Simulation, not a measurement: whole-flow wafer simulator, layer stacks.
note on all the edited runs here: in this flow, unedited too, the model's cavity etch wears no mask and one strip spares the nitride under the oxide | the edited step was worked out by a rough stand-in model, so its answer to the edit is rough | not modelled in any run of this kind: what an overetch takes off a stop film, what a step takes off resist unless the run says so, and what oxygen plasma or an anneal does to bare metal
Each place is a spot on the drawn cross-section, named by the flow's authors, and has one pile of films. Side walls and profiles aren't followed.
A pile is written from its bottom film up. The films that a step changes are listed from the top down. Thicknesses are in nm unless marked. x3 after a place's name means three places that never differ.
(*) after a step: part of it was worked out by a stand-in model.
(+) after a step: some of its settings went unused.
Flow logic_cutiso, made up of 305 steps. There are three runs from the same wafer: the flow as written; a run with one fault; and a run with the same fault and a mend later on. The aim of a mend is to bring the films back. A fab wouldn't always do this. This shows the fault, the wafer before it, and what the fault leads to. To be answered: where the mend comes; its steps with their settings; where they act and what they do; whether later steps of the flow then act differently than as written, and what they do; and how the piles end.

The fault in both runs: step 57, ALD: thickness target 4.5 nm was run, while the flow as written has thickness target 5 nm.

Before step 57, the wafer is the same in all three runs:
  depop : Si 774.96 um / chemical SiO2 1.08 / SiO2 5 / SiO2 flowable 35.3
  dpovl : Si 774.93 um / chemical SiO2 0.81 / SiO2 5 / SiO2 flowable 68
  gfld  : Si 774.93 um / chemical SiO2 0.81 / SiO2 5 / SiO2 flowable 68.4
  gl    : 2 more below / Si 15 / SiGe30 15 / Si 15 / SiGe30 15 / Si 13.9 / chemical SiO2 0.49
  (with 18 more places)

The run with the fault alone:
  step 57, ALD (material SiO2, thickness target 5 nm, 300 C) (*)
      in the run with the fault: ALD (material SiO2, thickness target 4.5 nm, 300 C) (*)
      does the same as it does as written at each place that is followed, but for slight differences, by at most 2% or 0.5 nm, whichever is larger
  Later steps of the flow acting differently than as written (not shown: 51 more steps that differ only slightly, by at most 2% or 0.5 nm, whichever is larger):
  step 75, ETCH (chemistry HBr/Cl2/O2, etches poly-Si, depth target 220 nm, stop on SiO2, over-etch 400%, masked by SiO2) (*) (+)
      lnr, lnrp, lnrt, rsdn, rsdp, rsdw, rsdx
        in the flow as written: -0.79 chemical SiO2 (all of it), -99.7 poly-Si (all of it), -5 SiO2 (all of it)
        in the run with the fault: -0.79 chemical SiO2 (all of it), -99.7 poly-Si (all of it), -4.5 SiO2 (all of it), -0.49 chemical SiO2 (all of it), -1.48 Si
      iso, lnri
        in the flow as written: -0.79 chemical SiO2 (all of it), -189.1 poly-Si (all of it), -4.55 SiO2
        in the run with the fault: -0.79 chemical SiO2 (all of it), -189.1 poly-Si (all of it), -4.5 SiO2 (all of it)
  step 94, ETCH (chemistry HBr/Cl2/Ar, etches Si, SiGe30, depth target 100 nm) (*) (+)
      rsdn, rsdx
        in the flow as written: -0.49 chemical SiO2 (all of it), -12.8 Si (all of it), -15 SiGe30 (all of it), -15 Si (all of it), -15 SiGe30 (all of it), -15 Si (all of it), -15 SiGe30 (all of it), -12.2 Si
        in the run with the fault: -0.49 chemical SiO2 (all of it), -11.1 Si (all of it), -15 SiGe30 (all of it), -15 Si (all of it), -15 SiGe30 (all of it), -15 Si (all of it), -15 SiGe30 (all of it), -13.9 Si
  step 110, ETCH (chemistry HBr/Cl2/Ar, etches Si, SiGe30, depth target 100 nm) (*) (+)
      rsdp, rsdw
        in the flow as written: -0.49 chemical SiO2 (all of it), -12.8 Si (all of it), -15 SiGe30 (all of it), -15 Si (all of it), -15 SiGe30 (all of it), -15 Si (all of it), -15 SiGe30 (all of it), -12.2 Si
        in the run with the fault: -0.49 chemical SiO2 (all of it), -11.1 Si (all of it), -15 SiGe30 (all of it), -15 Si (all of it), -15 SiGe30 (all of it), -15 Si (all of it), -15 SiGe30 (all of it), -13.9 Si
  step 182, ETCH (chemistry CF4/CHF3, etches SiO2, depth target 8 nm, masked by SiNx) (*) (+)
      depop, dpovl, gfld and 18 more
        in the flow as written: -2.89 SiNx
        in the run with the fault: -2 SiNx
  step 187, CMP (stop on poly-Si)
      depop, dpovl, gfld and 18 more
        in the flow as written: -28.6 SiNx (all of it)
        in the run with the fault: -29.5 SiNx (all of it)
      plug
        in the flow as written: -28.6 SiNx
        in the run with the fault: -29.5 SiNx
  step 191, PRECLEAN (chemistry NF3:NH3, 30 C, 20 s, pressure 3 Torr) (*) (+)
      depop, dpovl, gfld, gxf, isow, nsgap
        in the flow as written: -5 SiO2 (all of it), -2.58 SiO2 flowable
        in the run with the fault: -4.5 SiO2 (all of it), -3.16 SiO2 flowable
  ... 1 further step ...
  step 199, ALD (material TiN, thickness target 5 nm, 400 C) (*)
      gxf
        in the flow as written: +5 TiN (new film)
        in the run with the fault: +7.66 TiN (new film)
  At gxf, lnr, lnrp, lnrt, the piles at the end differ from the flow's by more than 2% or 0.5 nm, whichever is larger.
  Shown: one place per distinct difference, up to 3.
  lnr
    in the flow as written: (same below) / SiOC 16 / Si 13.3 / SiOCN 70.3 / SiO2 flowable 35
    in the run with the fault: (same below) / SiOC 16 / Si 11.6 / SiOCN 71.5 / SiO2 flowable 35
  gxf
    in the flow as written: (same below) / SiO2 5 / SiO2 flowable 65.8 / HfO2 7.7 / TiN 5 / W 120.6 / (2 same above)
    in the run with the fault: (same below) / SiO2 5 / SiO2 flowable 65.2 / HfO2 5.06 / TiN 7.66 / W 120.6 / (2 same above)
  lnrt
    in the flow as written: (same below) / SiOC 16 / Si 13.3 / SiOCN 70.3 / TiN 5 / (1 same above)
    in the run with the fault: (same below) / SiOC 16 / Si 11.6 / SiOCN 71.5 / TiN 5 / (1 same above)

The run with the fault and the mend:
  After step 57 comes the mend.
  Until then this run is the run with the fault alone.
  step 57a, ALD (material SiO2, thickness target 0.5 nm, 300 C) (*) (the flow's step 57 again, with other settings)
      depop, dpovl, gfld and 19 more
        +0.5 SiO2
  Every later step of the flow that is run acts as written at every place that is followed.
  At every place that both follow, the piles at the end match the flow's.
